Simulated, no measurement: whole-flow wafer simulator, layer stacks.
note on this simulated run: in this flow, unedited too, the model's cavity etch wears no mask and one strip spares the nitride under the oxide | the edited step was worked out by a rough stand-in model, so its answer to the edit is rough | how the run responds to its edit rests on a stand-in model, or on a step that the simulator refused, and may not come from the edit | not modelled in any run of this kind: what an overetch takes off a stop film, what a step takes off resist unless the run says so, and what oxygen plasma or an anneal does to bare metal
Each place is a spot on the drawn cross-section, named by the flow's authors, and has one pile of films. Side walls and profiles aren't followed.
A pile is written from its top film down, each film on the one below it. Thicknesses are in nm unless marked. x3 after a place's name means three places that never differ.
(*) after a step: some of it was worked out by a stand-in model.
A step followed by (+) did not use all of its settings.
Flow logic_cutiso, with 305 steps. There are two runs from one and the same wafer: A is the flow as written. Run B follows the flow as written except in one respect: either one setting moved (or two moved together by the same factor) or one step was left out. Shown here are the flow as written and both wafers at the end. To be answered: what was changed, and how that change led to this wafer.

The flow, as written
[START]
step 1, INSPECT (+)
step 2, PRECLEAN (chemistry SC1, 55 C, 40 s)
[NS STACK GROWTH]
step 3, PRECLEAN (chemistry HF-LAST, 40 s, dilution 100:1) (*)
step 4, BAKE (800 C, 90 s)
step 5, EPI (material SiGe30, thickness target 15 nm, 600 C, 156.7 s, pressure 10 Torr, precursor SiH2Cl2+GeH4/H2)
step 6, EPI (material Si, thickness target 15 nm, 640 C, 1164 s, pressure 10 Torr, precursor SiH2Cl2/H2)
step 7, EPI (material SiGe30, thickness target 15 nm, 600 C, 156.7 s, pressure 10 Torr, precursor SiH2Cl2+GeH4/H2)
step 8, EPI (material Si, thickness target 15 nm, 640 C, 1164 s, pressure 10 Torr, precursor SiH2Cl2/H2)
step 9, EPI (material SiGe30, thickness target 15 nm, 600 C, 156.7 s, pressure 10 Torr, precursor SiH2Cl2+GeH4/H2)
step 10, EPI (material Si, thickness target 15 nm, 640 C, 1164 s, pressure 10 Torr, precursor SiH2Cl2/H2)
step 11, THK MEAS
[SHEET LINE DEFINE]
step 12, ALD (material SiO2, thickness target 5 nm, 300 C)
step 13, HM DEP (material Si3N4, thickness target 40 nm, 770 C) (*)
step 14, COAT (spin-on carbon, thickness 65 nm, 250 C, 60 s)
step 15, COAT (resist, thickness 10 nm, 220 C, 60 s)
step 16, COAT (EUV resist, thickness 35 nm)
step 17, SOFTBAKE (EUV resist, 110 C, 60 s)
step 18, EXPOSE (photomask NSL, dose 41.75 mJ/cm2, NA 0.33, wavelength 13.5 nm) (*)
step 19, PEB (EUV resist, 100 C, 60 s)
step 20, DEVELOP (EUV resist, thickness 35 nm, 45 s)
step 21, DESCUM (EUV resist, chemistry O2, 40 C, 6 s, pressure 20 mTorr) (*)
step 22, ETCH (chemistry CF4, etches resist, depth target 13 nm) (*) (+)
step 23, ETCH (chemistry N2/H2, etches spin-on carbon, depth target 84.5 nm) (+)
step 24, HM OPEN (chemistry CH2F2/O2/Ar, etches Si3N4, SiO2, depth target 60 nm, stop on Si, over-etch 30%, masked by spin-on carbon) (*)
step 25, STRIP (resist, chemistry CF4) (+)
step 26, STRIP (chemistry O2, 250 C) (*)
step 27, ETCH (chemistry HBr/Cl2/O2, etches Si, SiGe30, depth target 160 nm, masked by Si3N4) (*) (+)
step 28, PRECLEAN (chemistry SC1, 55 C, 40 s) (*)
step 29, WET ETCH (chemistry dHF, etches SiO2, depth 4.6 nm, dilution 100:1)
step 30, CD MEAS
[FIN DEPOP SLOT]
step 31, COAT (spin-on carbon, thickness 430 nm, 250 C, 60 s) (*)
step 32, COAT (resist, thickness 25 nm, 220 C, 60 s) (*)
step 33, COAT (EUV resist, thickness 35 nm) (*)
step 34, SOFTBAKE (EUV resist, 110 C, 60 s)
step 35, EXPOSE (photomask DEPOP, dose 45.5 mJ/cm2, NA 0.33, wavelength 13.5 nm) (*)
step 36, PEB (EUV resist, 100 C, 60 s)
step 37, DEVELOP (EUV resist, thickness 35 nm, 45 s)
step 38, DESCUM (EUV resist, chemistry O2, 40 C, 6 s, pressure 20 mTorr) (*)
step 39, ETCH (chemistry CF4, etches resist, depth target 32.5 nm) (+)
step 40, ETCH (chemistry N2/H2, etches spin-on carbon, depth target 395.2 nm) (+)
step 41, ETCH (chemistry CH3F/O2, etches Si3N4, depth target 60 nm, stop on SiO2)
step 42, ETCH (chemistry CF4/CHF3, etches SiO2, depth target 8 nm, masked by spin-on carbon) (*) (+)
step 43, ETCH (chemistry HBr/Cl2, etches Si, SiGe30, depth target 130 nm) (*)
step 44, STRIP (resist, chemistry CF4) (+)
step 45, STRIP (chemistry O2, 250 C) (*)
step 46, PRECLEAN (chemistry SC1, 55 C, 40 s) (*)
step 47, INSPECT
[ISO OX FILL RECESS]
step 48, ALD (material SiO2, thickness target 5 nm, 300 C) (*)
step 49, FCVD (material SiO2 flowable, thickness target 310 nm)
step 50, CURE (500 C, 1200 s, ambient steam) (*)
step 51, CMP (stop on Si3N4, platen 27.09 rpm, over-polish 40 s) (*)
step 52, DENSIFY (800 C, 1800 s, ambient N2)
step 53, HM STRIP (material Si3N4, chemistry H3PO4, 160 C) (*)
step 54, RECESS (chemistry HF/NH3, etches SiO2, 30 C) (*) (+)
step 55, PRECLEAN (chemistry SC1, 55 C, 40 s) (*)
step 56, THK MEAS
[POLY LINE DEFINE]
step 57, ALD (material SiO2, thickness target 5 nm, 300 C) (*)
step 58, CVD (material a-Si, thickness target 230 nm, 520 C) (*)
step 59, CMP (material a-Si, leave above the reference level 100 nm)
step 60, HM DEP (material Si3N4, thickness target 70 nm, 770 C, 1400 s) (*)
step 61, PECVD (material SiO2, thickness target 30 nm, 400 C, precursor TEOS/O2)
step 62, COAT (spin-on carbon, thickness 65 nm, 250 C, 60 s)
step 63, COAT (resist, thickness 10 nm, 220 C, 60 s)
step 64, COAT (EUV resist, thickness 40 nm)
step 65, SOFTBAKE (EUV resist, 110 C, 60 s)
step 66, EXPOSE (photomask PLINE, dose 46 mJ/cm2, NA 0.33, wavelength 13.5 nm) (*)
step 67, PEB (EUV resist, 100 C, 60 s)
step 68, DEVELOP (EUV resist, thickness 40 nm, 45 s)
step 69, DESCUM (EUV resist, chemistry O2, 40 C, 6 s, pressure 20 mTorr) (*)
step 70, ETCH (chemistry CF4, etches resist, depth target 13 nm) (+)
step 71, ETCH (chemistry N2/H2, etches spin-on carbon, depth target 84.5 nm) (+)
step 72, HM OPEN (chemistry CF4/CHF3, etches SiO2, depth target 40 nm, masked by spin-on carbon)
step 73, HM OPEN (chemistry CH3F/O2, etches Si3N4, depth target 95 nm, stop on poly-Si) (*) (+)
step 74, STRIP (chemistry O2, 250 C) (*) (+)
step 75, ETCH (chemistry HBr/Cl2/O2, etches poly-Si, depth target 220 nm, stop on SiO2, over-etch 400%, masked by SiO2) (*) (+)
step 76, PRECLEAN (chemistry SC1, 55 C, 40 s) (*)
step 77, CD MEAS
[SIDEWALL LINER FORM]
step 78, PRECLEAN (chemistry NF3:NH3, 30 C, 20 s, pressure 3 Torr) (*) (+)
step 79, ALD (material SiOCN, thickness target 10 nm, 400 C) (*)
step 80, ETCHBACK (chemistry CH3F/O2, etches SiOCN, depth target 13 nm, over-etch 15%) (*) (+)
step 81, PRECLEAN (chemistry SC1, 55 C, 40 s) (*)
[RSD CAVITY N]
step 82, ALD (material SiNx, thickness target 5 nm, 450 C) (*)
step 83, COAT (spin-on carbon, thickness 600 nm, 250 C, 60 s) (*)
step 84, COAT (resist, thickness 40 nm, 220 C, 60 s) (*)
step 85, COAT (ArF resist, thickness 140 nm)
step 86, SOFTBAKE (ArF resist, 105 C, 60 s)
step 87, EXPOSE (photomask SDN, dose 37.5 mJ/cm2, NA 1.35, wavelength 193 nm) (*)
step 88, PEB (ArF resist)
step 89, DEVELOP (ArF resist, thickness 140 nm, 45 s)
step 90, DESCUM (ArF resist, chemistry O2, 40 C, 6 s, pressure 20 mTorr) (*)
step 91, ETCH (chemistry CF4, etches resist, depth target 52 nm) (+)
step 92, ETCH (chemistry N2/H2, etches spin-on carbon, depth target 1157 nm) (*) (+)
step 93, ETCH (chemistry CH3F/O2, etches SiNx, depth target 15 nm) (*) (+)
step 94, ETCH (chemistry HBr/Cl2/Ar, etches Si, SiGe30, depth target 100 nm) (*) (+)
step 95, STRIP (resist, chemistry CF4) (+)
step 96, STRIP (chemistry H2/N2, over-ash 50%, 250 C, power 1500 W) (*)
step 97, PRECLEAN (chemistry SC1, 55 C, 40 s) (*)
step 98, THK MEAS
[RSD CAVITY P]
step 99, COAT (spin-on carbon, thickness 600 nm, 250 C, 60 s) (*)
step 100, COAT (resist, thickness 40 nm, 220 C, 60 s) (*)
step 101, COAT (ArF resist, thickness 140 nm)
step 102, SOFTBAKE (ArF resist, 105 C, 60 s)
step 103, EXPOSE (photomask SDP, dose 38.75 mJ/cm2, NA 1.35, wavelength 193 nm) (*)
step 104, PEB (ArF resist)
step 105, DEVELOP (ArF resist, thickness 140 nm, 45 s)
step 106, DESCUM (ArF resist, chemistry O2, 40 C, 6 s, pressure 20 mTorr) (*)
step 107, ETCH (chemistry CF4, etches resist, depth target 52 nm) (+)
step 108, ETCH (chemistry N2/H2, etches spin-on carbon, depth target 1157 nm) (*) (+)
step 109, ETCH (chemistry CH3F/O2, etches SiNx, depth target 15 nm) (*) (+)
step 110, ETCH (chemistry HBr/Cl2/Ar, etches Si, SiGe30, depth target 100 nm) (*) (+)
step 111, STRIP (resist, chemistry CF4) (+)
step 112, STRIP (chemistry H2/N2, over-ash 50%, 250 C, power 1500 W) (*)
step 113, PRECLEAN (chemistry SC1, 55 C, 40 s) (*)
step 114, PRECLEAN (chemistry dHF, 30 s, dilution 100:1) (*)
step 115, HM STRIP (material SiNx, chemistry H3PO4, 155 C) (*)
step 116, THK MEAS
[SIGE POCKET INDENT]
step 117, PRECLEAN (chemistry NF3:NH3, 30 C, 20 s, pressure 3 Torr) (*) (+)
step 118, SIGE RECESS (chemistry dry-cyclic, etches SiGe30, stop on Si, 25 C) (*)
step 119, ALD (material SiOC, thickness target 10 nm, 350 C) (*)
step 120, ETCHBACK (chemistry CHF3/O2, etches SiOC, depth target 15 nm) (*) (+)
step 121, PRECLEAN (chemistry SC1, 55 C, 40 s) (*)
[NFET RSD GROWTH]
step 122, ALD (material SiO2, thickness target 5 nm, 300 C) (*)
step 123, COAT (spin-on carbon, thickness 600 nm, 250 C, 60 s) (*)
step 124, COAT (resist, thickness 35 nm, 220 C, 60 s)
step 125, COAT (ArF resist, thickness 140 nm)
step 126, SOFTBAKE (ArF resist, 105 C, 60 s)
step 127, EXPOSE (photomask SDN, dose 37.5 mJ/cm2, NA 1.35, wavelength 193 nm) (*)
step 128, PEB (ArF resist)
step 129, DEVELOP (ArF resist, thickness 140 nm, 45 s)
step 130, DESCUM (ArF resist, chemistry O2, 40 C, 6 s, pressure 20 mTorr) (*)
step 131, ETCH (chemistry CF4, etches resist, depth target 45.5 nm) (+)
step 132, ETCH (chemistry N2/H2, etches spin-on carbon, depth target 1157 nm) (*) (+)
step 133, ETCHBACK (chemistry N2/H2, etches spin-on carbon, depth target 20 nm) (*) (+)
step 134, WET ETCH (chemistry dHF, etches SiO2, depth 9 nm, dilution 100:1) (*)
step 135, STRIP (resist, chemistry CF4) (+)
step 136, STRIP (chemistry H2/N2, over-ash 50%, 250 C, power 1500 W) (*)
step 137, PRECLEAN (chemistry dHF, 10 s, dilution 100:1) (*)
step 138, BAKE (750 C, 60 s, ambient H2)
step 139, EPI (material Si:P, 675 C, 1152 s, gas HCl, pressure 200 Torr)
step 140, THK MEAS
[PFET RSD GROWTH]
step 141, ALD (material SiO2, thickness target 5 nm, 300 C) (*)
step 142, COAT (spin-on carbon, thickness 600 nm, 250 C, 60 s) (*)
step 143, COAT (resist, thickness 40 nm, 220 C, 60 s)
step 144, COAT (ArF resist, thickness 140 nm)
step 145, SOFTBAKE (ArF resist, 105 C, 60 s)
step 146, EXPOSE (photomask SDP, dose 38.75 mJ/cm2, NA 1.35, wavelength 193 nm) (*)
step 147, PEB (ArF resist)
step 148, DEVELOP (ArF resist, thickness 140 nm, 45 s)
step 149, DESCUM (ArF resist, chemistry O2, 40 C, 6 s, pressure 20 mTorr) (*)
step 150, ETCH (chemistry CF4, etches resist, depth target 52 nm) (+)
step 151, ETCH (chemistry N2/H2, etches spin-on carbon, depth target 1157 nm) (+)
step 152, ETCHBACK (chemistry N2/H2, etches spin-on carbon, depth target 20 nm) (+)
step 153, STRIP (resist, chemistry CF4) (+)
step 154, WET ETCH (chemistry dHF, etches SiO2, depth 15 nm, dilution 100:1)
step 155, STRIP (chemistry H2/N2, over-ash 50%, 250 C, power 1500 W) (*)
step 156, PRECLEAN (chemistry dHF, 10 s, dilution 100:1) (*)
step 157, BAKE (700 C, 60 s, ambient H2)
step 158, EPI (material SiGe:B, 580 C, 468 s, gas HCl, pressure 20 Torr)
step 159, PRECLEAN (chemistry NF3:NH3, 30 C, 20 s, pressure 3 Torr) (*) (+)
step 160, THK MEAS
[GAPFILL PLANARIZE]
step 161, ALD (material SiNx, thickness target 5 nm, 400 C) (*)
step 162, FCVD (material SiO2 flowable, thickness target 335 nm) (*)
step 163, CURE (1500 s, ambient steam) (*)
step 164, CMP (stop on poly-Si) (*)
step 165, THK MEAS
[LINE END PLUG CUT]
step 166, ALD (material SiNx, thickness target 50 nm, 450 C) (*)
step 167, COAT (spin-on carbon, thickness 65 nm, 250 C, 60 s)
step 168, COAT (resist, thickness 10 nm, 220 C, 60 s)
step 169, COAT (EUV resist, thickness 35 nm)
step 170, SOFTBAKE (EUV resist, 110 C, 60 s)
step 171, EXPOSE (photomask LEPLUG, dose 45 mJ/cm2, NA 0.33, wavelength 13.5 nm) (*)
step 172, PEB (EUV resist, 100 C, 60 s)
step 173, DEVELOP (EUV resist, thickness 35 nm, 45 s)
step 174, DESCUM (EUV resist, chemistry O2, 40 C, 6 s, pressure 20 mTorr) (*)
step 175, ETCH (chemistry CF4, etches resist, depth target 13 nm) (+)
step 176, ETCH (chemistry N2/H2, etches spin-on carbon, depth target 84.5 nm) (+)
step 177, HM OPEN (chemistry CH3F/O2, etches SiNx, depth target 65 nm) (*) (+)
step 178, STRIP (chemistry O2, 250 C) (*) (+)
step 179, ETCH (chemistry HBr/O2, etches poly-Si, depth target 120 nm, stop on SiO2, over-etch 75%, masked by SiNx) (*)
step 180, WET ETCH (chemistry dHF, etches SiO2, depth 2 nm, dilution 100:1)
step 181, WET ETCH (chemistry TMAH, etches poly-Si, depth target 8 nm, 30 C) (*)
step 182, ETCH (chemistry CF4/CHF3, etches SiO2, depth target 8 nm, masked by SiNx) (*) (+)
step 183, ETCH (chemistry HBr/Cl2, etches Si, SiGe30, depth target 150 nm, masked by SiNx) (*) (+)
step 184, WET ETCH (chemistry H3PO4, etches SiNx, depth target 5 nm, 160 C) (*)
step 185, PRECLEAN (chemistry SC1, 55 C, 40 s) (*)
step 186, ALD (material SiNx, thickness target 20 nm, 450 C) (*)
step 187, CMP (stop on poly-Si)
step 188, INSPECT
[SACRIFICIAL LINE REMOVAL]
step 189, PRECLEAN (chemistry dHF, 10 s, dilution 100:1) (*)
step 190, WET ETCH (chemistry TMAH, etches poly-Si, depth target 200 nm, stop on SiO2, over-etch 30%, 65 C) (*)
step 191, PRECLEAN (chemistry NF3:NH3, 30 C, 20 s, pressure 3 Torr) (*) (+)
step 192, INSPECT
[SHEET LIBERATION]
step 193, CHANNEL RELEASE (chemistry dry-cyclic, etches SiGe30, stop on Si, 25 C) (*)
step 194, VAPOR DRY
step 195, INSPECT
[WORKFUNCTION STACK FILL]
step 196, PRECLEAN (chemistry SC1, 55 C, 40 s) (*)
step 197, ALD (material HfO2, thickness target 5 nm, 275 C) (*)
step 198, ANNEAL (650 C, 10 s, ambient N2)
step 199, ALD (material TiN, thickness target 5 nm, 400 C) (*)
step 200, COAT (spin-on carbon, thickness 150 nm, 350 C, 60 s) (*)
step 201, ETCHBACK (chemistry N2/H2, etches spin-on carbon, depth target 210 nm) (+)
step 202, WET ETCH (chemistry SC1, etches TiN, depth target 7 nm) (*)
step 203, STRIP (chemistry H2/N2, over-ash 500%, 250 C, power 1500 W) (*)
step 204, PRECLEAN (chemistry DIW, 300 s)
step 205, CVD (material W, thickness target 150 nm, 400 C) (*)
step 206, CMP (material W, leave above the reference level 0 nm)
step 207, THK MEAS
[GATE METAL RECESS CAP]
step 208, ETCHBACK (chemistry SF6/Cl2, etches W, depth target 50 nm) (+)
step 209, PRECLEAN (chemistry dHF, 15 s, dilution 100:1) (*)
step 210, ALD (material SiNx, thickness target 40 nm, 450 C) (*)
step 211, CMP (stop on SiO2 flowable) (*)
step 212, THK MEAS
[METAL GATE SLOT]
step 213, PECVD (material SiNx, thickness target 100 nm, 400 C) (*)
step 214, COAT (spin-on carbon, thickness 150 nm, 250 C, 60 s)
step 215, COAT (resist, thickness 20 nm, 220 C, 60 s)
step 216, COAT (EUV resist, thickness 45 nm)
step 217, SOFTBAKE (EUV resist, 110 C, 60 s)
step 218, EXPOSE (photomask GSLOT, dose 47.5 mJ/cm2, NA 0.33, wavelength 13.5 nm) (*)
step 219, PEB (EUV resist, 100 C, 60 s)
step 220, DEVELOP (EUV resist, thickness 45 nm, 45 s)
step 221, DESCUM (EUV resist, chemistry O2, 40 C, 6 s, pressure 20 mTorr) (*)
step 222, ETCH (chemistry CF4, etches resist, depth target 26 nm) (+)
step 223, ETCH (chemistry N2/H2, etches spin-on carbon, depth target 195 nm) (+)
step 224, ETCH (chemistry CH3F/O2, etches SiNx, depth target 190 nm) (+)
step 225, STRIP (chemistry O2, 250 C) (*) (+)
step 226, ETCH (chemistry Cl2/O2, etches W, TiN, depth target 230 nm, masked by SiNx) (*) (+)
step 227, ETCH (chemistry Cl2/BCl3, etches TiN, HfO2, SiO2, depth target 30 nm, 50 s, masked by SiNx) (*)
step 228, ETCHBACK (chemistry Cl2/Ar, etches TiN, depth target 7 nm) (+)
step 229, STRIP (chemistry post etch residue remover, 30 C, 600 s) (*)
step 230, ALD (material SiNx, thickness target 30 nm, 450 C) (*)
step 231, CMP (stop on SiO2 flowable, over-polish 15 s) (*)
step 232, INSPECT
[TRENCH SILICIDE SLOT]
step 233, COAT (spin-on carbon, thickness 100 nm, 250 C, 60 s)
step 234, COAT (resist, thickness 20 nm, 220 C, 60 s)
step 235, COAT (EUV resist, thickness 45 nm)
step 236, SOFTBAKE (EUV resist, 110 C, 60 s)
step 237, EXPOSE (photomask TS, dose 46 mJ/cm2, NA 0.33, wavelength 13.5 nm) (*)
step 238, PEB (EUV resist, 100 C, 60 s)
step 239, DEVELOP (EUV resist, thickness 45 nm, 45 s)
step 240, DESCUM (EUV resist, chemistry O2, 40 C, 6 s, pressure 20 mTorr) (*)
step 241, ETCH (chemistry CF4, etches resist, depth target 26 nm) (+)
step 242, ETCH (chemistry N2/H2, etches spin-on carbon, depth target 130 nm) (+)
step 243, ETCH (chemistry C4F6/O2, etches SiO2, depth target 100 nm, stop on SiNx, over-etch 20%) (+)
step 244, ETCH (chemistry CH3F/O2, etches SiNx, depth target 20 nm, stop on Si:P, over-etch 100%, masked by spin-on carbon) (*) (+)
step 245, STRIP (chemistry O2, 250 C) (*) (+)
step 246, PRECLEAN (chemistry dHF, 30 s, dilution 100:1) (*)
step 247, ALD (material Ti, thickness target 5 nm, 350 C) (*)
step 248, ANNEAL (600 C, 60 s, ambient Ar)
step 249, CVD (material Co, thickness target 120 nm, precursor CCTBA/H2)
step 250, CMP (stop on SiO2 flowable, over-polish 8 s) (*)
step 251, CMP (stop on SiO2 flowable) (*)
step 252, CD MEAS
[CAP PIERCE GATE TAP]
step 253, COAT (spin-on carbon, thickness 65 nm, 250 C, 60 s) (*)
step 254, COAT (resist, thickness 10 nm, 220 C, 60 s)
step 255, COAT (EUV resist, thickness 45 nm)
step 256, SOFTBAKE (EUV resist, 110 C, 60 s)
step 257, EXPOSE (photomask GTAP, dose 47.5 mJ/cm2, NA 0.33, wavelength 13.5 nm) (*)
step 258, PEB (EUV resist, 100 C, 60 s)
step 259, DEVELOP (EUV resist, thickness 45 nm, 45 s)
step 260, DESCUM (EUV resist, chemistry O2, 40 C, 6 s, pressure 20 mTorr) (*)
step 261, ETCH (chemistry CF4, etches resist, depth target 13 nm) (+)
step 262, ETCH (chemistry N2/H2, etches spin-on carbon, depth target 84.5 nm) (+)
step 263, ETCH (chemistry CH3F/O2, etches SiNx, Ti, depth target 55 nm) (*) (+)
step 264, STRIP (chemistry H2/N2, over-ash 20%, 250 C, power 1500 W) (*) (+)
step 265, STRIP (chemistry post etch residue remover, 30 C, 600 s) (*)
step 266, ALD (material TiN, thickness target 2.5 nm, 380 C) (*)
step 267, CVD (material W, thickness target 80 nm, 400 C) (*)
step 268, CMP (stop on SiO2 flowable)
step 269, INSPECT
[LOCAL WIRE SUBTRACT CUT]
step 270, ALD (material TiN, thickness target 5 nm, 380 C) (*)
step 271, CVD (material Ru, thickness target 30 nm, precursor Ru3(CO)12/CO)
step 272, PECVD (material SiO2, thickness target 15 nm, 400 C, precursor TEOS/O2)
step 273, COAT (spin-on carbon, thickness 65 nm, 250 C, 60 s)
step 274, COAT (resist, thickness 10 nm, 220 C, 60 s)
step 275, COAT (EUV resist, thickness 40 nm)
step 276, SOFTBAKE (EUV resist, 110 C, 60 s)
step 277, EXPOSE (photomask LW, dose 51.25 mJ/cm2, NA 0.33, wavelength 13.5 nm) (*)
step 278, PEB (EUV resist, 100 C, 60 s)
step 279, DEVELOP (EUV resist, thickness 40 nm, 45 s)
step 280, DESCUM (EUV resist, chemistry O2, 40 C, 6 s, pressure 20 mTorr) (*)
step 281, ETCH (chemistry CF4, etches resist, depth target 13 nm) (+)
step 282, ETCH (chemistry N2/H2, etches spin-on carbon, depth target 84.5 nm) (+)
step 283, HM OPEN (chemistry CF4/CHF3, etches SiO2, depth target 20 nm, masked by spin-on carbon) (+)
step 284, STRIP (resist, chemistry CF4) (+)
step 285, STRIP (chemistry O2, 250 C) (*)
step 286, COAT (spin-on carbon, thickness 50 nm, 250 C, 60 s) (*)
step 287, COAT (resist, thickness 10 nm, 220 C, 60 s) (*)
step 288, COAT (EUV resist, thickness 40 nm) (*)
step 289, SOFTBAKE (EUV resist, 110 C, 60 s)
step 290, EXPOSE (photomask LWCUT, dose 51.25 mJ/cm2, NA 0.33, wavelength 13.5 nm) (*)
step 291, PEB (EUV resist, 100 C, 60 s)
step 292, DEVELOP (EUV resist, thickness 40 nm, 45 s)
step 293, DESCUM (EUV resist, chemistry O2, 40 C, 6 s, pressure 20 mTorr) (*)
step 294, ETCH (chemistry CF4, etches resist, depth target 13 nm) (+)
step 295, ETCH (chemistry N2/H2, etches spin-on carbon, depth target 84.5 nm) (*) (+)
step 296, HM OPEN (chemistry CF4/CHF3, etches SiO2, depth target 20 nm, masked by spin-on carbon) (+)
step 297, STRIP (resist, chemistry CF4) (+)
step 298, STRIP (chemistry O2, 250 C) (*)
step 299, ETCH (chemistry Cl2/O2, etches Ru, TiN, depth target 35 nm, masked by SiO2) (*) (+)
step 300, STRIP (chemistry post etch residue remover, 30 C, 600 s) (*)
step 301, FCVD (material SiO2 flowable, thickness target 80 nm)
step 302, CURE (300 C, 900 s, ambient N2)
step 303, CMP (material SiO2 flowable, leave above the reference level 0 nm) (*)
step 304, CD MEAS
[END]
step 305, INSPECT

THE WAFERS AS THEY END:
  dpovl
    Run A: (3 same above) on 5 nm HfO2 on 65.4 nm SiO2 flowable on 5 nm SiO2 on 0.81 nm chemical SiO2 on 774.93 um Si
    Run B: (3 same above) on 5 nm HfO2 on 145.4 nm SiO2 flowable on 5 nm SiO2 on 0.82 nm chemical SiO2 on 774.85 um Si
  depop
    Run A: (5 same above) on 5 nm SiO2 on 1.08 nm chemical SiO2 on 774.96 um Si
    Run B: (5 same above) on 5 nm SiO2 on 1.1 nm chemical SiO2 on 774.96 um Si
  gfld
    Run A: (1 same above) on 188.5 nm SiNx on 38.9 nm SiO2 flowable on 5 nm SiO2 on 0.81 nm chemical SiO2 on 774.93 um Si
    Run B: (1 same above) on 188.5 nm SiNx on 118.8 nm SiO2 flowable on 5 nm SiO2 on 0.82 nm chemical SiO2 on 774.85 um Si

What caused this: step 27, ETCH: depth target 240 nm was run, though the flow has depth target 160 nm.

How this came from the change, step by step:
  step 27, ETCH (chemistry HBr/Cl2/O2, etches Si, SiGe30, depth target 160 nm, masked by Si3N4) (*) (+)
      depop, gl, glp and 12 more: A Si3N4 loses 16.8 | B Si3N4 loses 24.1
      gfld, gxf, iso, lnri: A chemical SiO2 loses 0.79 (all of it), Si loses 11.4 (all of it), SiGe30 loses 15 (all of it), Si loses 15 (all of it), SiGe30 loses 15 (all of it), Si loses 15 (all of it), SiGe30 loses 15 (all of it), Si loses 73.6 | B chemical SiO2 loses 0.79 (all of it), Si loses 11.4 (all of it), SiGe30 loses 15 (all of it), Si loses 15 (all of it), SiGe30 loses 15 (all of it), Si loses 15 (all of it), SiGe30 loses 15 (all of it), Si loses 153.6
      (as well as at 3 more places)
  step 31, COAT (spin-on carbon, thickness 430 nm, 250 C, 60 s) (*)
      depop, ns: A spin-on carbon gains 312 (new film) | B spin-on carbon gains 267.2 (new film)
      dpovl, nsgap: A spin-on carbon gains 503.7 (new film) | B spin-on carbon gains 531.7 (new film)
      (as well as at 18 more places)
  step 40, ETCH (chemistry N2/H2, etches spin-on carbon, depth target 395.2 nm) (+)
      depop: A spin-on carbon loses 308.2 (all of it), Si3N4 loses 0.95 | B spin-on carbon loses 263.5 (all of it), Si3N4 loses 1.43
  step 41, ETCH (chemistry CH3F/O2, etches Si3N4, depth target 60 nm, stop on SiO2)
      gfld, gl, glp and 17 more: A resist loses 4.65 | B resist loses 3.09
      depop: A Si3N4 loses 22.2 (all of it), SiO2 loses 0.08 | B Si3N4 loses 14.5 (all of it), SiO2 loses 0.08
      (as well as at 1 more place)
  step 42, ETCH (chemistry CF4/CHF3, etches SiO2, depth target 8 nm, masked by spin-on carbon) (*) (+)
      gl: A resist loses 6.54 (all of it), spin-on carbon loses 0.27 | B resist loses 7.38
      gxf: A resist loses 7.42 (all of it) | B resist loses 7.38
      (as well as at 16 more places)
  step 43, ETCH (chemistry HBr/Cl2, etches Si, SiGe30, depth target 130 nm) (*)
      gl: A spin-on carbon loses 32 | B resist loses 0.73 (all of it), spin-on carbon loses 31
      gxf: A spin-on carbon loses 32 | B resist loses 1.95 (all of it), spin-on carbon loses 29.3
      (as well as at 10 more places)
  step 45, STRIP (chemistry O2, 250 C) (*)
      gfld, lnri: A chemical SiO2 gains 0.82 (new film), spin-on carbon loses 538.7 (all of it), Si loses 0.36 | B chemical SiO2 gains 0.83 (new film), spin-on carbon loses 594.6 (all of it), Si loses 0.37
      glp, tap: A spin-on carbon loses 347.6 (all of it) | B spin-on carbon loses 329.2 (all of it)
      (as well as at 17 more places)
  step 49, FCVD (material SiO2 flowable, thickness target 310 nm)
      gl, glp, gxn and 10 more: A SiO2 flowable gains 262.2 (new film) | B SiO2 flowable gains 244.1 (new film)
      gfld, gxf, iso, lnri: A SiO2 flowable gains 453.9 (new film) | B SiO2 flowable gains 508.5 (new film)
      (as well as at 5 more places)
  step 50, CURE (500 C, 1200 s, ambient steam) (*)
      depop: A SiO2 flowable loses 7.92 | B SiO2 flowable loses 7.34
      dpovl: A SiO2 flowable loses 7.92 | B SiO2 flowable loses 7.35
      (as well as at 9 more places)
  step 51, CMP (stop on Si3N4, platen 27.09 rpm, over-polish 40 s) (*)
      gxn, gxp: A SiO2 flowable loses 253 (all of it), SiO2 loses 5 (all of it), Si3N4 loses 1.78 | B SiO2 flowable loses 235.2 (all of it), SiO2 loses 5 (all of it), Si3N4 loses 1.78
      iso, lnri: A SiO2 flowable loses 259.5 | B SiO2 flowable loses 241.6
      (as well as at 18 more places)
  step 52, DENSIFY (800 C, 1800 s, ambient N2)
      gfld, gxf, iso, lnri: A SiO2 flowable loses 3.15 | B SiO2 flowable loses 4.89
      dpovl: A SiO2 flowable loses 2.82 | B SiO2 flowable loses 3.62
      (as well as at 2 more places)
  step 53, HM STRIP (material Si3N4, chemistry H3PO4, 160 C) (*)
      gl, glp, gxn and 11 more: A Si3N4 loses 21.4 (all of it), SiO2 loses 0.36 | B Si3N4 loses 14.1 (all of it), SiO2 loses 0.24
      depop, dpovl, gfld, gxf, iso, isow, lnri, nsgap: A SiO2 flowable loses 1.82 | B SiO2 flowable loses 1.2
  step 54, RECESS (chemistry HF/NH3, etches SiO2, 30 C) (*) (+)
      gfld, gxf, iso, lnri: A SiO2 flowable loses 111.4 | B SiO2 flowable loses 103
      depop: A SiO2 flowable loses 111.9 | B SiO2 flowable loses 105.4
      (as well as at 3 more places)
